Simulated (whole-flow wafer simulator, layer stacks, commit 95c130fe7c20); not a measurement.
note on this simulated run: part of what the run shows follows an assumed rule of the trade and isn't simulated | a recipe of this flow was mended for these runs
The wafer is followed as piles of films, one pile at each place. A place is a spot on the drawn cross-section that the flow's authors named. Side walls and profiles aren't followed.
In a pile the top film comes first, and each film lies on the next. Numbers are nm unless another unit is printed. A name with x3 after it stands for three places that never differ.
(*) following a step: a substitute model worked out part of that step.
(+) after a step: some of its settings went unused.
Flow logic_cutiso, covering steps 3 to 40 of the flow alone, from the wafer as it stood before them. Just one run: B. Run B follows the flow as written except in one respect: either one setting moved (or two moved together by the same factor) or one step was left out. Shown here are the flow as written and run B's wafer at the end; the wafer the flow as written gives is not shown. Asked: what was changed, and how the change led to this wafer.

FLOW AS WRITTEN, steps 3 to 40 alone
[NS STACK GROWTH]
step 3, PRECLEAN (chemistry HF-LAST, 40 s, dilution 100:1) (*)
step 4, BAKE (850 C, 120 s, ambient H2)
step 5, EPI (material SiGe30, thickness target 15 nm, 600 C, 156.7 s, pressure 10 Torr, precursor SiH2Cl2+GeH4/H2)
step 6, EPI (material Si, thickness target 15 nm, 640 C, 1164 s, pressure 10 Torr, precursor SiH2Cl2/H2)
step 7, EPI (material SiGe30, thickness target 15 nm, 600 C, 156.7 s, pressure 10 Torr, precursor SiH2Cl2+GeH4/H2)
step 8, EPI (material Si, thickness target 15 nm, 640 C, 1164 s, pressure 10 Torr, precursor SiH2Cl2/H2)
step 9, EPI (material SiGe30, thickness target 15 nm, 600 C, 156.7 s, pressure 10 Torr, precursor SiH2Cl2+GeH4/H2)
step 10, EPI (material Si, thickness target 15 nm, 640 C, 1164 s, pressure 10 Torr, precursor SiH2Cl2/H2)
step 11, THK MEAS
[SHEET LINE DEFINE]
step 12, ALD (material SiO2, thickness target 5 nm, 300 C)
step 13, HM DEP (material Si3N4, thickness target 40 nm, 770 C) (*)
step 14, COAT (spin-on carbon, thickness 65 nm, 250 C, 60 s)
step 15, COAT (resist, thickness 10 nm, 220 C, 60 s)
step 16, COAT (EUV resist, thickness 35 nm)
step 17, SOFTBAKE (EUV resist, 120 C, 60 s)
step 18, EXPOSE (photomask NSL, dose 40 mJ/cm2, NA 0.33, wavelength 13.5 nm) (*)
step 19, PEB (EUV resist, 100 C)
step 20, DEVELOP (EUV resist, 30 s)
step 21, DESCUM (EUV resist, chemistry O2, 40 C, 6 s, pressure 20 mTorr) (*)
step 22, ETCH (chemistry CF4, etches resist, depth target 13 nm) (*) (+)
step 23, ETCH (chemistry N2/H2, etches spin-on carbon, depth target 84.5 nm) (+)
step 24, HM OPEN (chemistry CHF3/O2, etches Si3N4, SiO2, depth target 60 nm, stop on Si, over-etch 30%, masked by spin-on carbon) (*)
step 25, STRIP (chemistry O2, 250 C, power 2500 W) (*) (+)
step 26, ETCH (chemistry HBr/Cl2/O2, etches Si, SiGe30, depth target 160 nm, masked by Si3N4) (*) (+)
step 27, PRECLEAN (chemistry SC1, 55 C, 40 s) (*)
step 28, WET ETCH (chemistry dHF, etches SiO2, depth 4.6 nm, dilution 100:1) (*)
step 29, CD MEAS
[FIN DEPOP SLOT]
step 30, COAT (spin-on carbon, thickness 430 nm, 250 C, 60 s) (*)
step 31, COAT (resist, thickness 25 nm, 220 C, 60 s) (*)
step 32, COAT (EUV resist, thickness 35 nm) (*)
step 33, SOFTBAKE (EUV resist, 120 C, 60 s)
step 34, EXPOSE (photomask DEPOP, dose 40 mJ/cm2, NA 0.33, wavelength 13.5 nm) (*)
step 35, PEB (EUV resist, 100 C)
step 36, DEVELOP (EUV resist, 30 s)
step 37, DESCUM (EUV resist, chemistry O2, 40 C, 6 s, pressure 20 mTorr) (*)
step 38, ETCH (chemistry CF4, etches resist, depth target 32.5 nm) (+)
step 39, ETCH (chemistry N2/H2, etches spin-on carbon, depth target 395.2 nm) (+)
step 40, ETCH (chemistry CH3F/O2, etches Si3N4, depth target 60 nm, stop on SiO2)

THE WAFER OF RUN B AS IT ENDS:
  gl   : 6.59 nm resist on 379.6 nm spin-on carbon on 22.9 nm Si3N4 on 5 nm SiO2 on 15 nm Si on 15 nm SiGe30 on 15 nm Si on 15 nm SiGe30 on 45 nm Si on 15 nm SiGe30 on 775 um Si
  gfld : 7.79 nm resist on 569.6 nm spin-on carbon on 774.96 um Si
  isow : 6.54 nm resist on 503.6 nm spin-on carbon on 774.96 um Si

The reason: step 6, EPI: thickness target 45 nm was run, while the flow as written has thickness target 15 nm; step 6, EPI: 3493 s was run, where the flow has 1164 s.
One can read it off the wafer: gl has Si 45, and step 6 as written asks for 15 nm.

Step by step, how the change led to this:
  step 6, EPI (material Si, thickness target 15 nm, 640 C, 1164 s, pressure 10 Torr, precursor SiH2Cl2/H2)
      depop, dpovl, gfld and 19 more: +45 Si (new film) (it would be, as written: +15 Si (new film))
  step 26, ETCH (chemistry HBr/Cl2/O2, etches Si, SiGe30, depth target 160 nm, masked by Si3N4) (*) (+)
      dpovl, gfld, gxf, iso, isow, lnri, nsgap: -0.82 chemical SiO2 (all of it), -12 Si (all of it), -15 SiGe30 (all of it), -15 Si (all of it), -15 SiGe30 (all of it), -45 Si (all of it), -15 SiGe30 (all of it), -43 Si (it would be, as written: -0.82 chemical SiO2 (all of it), -12 Si (all of it), -15 SiGe30 (all of it), -15 Si (all of it), -15 SiGe30 (all of it), -15 Si (all of it), -15 SiGe30 (all of it), -73 Si)
